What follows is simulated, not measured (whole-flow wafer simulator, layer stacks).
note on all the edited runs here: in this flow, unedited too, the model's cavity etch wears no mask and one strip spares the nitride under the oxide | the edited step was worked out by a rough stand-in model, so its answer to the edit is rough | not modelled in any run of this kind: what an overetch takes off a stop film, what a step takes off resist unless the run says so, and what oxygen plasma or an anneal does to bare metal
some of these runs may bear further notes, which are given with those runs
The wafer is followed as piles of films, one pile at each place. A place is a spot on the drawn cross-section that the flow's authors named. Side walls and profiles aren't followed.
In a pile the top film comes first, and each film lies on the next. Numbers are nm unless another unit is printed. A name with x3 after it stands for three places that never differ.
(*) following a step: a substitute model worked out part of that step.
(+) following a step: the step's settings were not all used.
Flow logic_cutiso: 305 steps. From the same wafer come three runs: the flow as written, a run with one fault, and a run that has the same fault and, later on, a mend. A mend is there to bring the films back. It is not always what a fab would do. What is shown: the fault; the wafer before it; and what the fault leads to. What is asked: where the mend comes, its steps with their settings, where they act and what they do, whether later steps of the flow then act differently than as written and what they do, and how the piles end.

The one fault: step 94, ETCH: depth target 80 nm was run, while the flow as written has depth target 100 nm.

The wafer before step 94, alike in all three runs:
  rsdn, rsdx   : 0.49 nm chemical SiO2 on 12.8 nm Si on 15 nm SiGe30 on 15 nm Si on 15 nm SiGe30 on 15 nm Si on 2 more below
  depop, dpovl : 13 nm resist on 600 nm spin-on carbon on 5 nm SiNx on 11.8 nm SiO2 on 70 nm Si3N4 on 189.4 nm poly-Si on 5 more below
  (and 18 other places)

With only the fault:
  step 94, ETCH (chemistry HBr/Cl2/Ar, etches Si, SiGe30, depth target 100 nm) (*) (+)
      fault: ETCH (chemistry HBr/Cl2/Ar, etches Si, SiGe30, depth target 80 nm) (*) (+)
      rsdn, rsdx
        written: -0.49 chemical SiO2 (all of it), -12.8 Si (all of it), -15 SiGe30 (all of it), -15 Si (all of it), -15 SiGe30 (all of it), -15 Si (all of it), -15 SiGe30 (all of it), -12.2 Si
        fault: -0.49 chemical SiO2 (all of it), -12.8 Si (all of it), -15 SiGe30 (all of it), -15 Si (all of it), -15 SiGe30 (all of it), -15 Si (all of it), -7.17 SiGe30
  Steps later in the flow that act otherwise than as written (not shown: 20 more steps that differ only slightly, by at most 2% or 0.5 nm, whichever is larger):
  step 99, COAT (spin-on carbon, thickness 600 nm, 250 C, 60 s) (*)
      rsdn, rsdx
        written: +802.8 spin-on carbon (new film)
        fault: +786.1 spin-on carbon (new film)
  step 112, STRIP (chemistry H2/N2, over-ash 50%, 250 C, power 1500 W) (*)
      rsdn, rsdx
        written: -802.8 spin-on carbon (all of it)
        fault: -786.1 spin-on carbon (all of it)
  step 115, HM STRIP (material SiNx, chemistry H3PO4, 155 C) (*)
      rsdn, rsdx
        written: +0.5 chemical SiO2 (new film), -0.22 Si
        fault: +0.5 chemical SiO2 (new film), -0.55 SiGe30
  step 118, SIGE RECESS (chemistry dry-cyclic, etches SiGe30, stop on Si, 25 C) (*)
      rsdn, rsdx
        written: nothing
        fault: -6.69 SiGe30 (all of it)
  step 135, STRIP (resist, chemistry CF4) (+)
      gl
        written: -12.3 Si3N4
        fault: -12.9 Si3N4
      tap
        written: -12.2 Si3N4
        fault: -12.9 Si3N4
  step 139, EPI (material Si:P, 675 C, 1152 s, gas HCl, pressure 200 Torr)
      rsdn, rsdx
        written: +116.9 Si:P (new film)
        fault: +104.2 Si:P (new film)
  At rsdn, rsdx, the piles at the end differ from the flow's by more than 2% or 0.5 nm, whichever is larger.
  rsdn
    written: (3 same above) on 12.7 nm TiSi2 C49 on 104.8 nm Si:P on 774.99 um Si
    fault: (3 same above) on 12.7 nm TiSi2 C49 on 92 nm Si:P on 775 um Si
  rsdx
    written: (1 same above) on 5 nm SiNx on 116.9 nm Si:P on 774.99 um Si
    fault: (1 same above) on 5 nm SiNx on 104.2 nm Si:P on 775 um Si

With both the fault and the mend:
  The mend follows step 94.
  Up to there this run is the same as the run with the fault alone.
  step 94a, ETCH (chemistry HBr/Cl2/Ar, etches Si, SiGe30, depth target 20 nm) (*) (+) (the flow's step 94, run once more with other settings)
      rsdn, rsdx
        -7.84 SiGe30 (all of it), -12.2 Si
  None of the later steps of the flow acts differently than as written at any place that is followed.
  At every place that both follow, the piles at the end match the flow's.
